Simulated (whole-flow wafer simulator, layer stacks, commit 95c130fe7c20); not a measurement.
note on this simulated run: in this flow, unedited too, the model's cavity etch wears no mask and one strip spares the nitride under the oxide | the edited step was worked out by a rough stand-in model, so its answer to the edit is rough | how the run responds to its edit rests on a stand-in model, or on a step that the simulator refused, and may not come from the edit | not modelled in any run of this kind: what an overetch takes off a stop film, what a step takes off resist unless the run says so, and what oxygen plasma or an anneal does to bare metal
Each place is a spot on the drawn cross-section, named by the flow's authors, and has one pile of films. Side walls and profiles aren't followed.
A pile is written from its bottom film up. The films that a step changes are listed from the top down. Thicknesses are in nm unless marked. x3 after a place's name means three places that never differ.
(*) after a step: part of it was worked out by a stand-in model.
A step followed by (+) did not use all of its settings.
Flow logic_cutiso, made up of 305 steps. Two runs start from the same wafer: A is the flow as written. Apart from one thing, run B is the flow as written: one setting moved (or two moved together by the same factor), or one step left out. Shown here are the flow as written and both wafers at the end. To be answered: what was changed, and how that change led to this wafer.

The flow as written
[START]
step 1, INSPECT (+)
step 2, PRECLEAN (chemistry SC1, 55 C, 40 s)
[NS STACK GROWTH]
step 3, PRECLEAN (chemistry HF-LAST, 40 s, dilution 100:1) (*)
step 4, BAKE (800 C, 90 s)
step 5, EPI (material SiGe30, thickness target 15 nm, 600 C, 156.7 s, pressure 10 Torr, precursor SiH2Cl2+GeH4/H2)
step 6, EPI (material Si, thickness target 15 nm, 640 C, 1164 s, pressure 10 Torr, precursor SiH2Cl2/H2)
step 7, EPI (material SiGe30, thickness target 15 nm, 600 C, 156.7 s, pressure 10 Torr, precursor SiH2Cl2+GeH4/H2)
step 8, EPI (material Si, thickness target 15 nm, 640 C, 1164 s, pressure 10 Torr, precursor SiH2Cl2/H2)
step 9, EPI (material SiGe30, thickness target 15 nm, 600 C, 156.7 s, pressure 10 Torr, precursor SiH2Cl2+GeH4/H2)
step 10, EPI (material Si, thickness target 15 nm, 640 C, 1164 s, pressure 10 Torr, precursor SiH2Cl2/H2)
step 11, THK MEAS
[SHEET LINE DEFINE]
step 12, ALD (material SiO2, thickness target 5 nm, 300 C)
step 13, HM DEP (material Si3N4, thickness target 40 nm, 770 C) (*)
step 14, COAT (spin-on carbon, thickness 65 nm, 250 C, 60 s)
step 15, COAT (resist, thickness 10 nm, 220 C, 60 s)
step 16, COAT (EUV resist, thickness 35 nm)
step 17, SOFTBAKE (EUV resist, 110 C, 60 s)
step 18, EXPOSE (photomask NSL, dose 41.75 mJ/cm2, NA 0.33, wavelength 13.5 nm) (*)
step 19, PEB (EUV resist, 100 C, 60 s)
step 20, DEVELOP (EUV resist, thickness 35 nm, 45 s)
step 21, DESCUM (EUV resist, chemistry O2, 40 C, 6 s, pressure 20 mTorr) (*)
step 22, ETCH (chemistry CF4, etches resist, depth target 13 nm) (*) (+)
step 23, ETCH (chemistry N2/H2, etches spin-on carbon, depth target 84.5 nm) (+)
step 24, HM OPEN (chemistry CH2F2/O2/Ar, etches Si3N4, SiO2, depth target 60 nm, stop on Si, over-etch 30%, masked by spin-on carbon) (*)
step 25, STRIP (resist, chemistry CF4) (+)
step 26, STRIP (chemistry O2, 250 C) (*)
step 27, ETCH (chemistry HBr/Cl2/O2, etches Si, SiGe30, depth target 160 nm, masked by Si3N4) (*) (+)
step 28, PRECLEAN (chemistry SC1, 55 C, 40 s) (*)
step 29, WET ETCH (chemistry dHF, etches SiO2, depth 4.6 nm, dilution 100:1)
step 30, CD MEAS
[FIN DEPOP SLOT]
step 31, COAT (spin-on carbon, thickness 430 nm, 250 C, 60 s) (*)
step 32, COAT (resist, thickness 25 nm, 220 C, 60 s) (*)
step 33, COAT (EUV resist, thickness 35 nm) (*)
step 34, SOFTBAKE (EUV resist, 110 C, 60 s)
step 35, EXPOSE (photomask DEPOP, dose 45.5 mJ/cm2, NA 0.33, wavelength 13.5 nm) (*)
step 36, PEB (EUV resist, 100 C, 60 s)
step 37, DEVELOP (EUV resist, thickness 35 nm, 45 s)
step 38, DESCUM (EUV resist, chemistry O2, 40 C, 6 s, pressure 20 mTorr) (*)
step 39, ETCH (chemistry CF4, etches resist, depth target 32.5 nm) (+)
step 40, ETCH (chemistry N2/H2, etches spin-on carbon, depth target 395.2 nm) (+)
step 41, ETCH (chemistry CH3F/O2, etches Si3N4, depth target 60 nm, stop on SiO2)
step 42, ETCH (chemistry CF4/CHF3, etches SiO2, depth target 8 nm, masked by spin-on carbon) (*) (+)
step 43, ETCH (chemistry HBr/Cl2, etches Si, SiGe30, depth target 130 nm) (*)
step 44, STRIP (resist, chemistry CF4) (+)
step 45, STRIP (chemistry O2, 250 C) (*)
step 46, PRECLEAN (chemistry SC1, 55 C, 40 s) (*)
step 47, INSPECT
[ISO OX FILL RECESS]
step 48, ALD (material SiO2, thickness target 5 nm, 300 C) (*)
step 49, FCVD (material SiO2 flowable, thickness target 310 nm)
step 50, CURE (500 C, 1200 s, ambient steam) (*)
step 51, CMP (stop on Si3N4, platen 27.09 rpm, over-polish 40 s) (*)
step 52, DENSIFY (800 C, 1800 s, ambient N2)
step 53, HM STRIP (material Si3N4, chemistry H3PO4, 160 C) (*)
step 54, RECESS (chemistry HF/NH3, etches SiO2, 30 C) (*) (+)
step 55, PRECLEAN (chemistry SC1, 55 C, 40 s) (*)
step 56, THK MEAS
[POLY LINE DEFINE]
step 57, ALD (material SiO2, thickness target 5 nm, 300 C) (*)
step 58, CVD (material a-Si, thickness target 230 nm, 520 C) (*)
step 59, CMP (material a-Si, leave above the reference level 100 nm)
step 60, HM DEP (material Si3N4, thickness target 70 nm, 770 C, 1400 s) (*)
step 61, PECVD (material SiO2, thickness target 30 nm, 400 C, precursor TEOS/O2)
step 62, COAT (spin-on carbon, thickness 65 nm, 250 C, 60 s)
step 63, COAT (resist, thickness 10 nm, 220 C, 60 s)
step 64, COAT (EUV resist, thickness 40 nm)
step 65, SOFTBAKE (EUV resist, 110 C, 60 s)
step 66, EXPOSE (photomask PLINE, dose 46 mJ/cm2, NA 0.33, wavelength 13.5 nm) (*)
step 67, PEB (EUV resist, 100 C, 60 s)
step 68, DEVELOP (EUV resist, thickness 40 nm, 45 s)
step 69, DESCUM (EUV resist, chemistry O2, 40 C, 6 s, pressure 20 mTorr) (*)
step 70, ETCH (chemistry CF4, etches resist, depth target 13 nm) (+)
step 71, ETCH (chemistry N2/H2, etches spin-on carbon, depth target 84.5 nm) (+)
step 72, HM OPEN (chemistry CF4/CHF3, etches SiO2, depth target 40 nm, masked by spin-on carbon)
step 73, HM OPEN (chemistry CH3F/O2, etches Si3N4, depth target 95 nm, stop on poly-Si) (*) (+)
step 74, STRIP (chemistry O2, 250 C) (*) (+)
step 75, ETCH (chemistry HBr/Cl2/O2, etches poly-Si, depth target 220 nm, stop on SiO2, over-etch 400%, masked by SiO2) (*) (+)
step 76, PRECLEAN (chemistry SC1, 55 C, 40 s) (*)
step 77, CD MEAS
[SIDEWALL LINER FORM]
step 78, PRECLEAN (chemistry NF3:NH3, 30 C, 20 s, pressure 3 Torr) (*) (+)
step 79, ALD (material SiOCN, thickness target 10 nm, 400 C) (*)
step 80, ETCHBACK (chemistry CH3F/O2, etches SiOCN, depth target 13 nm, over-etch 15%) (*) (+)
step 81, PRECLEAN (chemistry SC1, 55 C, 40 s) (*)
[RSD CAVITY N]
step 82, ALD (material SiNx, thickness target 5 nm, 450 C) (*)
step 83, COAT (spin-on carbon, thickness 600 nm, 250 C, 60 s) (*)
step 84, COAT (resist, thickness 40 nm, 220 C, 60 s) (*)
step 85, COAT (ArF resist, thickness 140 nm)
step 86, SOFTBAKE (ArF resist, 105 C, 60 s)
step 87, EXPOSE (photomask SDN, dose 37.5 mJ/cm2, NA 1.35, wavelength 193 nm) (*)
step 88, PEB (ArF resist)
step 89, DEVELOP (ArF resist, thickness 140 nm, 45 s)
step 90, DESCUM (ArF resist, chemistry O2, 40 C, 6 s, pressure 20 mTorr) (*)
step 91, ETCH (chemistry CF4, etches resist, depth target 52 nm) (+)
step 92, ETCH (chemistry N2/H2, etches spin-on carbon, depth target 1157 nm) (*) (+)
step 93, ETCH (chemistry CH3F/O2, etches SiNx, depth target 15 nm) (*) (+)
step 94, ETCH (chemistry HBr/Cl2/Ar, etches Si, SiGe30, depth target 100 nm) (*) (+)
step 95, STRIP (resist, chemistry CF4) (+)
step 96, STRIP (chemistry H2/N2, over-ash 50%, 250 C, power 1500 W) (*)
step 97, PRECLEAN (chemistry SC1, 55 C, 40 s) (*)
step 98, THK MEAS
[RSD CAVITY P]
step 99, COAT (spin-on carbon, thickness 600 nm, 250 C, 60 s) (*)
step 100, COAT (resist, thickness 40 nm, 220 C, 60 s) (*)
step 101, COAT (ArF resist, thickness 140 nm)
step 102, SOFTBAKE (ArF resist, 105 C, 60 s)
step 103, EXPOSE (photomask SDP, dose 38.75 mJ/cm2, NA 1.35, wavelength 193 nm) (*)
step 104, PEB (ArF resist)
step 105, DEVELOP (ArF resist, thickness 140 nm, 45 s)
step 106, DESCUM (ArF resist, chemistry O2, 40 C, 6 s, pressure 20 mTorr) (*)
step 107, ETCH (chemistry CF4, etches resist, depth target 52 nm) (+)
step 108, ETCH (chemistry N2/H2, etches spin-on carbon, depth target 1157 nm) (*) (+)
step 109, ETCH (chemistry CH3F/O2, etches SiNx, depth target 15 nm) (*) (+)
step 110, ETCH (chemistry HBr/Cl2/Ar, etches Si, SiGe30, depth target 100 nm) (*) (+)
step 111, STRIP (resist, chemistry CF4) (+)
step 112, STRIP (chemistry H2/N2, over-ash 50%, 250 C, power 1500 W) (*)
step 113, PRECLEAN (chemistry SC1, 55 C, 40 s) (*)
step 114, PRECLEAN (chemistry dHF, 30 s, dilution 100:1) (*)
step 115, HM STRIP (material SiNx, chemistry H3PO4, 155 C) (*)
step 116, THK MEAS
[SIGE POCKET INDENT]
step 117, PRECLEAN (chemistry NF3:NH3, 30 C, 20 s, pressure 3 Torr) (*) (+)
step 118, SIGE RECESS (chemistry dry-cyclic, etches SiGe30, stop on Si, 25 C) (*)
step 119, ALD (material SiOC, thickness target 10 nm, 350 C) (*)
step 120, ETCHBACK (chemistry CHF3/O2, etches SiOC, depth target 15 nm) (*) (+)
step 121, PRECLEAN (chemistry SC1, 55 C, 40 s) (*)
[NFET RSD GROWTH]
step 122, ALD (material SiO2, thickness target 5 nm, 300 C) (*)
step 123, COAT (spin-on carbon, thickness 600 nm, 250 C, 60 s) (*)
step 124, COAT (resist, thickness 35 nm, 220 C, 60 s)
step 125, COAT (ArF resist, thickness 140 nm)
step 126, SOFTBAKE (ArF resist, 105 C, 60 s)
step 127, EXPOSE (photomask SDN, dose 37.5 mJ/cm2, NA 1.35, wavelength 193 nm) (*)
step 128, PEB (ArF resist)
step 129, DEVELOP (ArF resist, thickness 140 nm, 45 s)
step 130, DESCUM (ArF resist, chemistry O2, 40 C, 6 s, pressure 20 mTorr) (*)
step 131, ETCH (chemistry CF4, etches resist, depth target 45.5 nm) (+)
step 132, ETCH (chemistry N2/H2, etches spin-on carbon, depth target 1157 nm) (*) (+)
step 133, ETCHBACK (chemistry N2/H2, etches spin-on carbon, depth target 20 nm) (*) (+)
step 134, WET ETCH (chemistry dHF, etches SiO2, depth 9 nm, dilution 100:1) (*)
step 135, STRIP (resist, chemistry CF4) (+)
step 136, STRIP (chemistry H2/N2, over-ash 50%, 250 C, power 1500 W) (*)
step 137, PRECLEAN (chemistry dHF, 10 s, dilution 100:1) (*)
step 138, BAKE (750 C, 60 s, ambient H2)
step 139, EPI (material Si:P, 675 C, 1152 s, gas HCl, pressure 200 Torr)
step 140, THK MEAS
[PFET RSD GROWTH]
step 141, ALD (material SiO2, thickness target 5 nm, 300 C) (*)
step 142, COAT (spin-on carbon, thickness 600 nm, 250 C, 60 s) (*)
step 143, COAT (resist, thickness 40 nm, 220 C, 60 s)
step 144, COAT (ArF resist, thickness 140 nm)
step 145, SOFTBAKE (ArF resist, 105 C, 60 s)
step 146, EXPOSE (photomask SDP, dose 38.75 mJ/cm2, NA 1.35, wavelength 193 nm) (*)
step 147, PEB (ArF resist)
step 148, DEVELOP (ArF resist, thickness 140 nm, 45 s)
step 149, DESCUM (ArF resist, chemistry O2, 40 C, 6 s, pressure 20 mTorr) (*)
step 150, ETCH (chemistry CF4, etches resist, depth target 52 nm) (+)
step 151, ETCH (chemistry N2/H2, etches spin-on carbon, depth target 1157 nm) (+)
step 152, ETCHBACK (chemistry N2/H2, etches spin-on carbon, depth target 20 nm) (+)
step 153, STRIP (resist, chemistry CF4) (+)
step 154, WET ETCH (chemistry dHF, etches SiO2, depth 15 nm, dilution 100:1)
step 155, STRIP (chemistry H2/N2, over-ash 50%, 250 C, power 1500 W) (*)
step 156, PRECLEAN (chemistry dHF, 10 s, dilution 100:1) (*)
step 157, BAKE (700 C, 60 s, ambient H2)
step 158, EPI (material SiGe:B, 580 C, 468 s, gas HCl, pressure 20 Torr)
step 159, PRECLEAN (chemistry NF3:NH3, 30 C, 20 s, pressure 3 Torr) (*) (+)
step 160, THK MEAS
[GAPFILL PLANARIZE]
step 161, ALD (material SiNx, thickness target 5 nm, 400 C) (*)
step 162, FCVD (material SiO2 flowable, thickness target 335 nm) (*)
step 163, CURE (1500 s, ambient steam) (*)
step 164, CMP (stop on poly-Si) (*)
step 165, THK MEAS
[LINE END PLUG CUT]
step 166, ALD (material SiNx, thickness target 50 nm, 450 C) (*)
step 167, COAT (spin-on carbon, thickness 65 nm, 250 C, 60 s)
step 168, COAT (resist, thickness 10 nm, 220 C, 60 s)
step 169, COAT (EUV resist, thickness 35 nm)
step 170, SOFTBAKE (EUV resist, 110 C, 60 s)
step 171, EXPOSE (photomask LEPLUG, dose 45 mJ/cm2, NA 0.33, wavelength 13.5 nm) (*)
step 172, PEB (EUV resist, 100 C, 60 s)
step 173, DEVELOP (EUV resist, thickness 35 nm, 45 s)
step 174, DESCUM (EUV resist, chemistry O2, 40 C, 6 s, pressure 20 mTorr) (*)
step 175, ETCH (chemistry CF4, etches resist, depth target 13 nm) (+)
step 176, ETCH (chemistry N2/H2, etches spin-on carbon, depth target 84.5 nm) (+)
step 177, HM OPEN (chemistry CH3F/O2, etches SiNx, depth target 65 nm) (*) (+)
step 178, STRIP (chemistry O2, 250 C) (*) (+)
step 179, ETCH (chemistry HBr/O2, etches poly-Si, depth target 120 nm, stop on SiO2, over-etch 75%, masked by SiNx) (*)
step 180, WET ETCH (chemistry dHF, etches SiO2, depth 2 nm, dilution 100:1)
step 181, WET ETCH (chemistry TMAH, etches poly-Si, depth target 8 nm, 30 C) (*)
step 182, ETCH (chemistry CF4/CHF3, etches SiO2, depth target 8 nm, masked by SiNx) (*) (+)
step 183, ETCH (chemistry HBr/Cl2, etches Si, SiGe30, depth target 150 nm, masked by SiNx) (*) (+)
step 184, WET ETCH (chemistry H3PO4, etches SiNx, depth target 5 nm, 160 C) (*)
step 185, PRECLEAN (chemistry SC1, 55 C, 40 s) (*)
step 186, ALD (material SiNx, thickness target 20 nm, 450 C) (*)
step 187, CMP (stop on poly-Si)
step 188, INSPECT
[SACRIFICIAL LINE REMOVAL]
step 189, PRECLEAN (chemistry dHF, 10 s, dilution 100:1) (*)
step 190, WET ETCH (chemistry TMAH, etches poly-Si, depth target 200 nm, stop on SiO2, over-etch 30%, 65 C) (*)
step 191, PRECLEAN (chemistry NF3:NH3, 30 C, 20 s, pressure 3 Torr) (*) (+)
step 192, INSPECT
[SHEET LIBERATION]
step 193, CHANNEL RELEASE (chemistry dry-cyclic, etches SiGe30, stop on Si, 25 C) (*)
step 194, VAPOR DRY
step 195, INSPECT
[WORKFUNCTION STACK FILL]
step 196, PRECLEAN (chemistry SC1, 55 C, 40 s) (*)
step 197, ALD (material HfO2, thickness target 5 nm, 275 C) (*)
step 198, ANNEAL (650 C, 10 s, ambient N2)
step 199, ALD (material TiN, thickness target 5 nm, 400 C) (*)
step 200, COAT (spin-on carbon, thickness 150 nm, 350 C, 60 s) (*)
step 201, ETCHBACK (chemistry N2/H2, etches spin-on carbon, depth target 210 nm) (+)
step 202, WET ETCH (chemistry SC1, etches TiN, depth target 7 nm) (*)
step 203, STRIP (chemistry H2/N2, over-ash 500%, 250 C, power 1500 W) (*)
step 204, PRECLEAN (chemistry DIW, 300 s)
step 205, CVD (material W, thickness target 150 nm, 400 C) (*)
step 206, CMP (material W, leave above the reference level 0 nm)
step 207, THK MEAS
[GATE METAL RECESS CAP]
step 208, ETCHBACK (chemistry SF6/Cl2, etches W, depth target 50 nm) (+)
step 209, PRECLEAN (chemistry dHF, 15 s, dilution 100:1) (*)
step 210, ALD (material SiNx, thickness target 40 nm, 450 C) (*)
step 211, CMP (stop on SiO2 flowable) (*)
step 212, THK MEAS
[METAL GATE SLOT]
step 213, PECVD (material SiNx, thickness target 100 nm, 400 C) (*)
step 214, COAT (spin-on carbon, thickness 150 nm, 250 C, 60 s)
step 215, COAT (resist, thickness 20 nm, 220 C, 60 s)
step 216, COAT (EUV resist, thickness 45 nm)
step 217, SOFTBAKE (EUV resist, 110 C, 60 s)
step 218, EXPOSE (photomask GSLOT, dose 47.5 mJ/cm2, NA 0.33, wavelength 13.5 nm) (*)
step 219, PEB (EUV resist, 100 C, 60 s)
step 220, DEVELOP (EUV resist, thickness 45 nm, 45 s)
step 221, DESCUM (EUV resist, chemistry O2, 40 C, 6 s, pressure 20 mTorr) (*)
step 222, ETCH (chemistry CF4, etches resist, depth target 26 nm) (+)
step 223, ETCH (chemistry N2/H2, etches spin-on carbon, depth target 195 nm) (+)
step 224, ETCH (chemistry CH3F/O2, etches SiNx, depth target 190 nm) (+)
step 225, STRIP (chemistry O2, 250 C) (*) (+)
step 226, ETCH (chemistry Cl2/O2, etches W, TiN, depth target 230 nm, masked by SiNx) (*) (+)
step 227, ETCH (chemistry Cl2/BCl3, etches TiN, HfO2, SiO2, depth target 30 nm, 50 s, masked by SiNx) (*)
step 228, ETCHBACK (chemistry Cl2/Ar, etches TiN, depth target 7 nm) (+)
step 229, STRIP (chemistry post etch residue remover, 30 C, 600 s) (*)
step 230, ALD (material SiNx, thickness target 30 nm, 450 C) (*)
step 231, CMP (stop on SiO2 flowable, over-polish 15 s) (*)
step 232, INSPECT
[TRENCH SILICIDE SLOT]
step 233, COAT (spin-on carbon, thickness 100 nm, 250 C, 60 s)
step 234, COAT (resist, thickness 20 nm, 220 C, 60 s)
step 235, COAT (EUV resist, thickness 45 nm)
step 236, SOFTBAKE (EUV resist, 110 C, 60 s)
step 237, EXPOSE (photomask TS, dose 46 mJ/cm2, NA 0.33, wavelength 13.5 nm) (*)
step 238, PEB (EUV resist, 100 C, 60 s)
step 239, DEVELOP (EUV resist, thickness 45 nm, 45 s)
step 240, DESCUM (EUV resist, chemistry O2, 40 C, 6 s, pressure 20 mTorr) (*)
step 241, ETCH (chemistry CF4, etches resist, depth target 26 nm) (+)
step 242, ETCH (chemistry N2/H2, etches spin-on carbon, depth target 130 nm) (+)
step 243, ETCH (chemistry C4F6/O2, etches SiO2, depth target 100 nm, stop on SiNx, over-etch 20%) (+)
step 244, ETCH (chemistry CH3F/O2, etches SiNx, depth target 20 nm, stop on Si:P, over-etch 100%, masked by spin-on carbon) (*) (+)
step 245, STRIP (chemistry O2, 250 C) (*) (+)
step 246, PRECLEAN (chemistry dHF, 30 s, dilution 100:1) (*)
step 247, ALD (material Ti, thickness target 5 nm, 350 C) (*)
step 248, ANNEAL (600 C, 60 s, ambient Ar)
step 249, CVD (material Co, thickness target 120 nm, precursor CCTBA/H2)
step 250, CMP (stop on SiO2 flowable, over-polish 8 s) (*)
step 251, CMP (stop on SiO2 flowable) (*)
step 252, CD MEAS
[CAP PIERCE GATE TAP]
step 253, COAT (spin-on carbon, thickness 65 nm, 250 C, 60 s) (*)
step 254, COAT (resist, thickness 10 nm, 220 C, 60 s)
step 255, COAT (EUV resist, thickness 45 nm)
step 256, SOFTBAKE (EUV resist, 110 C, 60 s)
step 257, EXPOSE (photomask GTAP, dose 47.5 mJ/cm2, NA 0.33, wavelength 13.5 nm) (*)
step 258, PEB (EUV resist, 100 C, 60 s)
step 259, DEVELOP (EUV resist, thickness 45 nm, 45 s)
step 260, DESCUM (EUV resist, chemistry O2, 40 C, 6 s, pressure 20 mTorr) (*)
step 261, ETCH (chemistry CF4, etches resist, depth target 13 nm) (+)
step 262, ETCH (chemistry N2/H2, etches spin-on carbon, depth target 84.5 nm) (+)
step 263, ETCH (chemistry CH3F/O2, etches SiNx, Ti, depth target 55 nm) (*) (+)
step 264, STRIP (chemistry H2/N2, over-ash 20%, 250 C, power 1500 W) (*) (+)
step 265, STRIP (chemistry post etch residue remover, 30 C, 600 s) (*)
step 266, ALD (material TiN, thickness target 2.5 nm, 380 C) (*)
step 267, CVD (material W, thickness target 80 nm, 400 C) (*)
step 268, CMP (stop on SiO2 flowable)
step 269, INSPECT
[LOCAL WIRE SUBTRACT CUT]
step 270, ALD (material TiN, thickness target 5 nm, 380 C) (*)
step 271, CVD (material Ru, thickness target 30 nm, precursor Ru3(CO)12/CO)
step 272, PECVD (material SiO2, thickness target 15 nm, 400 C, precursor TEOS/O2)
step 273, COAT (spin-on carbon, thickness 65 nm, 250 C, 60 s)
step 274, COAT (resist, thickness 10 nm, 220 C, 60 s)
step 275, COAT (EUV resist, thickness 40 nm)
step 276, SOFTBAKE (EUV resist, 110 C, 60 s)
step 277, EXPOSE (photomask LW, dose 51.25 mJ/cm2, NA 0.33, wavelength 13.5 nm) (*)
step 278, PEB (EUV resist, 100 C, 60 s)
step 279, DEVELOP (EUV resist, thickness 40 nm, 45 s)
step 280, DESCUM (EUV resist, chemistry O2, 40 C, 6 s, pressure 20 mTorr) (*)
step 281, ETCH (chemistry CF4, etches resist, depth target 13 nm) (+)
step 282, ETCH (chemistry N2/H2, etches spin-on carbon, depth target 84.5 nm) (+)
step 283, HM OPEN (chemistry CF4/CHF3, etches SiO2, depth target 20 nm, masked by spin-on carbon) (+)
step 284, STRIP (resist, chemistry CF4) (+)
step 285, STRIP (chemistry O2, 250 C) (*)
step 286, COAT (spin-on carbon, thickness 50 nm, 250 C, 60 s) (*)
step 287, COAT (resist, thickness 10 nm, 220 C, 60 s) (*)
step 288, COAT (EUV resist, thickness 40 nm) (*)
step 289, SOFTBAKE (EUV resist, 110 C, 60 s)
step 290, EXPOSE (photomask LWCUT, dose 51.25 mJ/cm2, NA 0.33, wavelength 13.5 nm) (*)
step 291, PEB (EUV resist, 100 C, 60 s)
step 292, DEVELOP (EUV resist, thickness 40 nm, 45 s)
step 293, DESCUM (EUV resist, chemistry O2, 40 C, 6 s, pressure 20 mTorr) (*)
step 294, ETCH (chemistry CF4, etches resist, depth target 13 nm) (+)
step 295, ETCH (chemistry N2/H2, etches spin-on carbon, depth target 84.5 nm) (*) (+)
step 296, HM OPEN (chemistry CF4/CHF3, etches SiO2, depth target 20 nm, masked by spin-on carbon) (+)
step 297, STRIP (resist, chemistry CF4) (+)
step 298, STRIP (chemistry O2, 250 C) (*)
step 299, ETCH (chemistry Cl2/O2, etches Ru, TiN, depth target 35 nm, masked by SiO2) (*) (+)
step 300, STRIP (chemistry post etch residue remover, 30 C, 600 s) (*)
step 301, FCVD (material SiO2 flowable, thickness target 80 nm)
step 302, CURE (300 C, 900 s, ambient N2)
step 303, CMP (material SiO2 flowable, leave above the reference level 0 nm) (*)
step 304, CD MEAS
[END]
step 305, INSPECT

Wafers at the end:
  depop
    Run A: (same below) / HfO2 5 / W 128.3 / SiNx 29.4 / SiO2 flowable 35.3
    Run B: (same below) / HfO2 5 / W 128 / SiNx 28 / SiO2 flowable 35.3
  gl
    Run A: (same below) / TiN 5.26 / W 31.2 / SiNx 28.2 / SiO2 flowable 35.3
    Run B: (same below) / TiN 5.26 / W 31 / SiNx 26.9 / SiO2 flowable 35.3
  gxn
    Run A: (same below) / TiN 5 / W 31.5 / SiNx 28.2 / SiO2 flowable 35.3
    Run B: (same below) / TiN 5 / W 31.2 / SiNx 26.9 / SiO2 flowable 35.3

Cause: step 162, FCVD: thickness target 452.2 nm was run, while the flow as written has thickness target 335 nm.

Step by step, how the change led to this:
  step 162, FCVD (material SiO2 flowable, thickness target 335 nm) (*)
      depop, dpovl, isow, ns, nsgap: A +335 SiO2 flowable (new film) | B +452.2 SiO2 flowable (new film)
      rsdn, rsdp, rsdw, rsdx: A +423.9 SiO2 flowable (new film) | B +541.1 SiO2 flowable (new film)
      (also at 13 further places)
  step 163, CURE (1500 s, ambient steam) (*)
      depop, dpovl, isow, ns, nsgap: A -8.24 SiO2 flowable | B -10 SiO2 flowable
      gfld, iso, lnri: A -7.46 SiO2 flowable | B -9.42 SiO2 flowable
      (also at 14 further places)
  step 164, CMP (stop on poly-Si) (*)
      depop, dpovl, isow, ns, nsgap: A -326.8 SiO2 flowable (all of it), -5 SiNx (all of it), -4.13 SiO2 (all of it), -70 Si3N4 (all of it) | B -442.2 SiO2 flowable (all of it), -5 SiNx (all of it), -4.13 SiO2 (all of it), -70 Si3N4 (all of it)
      iso, rsdn, rsdp, rsdx: A -331 SiO2 flowable | B -446.2 SiO2 flowable
      (also at 13 further places)
  step 246, PRECLEAN (chemistry dHF, 30 s, dilution 100:1) (*)
      iso: A -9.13 SiO2 flowable | B -10.2 SiO2 flowable
      rsdx: A -8.73 SiO2 flowable | B -9.34 SiO2 flowable
  step 250, CMP (stop on SiO2 flowable, over-polish 8 s) (*)
      rsdx: A -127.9 Co (all of it) | B -127.1 Co
  step 251, CMP (stop on SiO2 flowable) (*)
      rsdx: A -5 Ti (all of it) | B -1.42 Co (all of it), -4.21 Ti
      iso: A -1.22 Co (all of it), -4.34 Ti | B -2.24 Co (all of it), -3.4 Ti
  step 265, STRIP (chemistry post etch residue remover, 30 C, 600 s) (*)
      rsdx: A nothing | B -0.79 Ti (all of it)
      iso: A -0.66 Ti (all of it) | B -1.6 Ti (all of it)
  step 268, CMP (stop on SiO2 flowable)
      depop, dpovl, gfld and 9 more: A -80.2 W (all of it), -2.5 TiN (all of it), -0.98 SiNx | B -80.2 W (all of it), -2.5 TiN (all of it), -2 SiNx
      lnr, lnri, lnrp, lnrt: A -80 W (all of it), -2.5 TiN (all of it), -1.22 SiOCN | B -80 W (all of it), -2.5 TiN (all of it), -2.24 SiOCN
      (also at 3 further places)
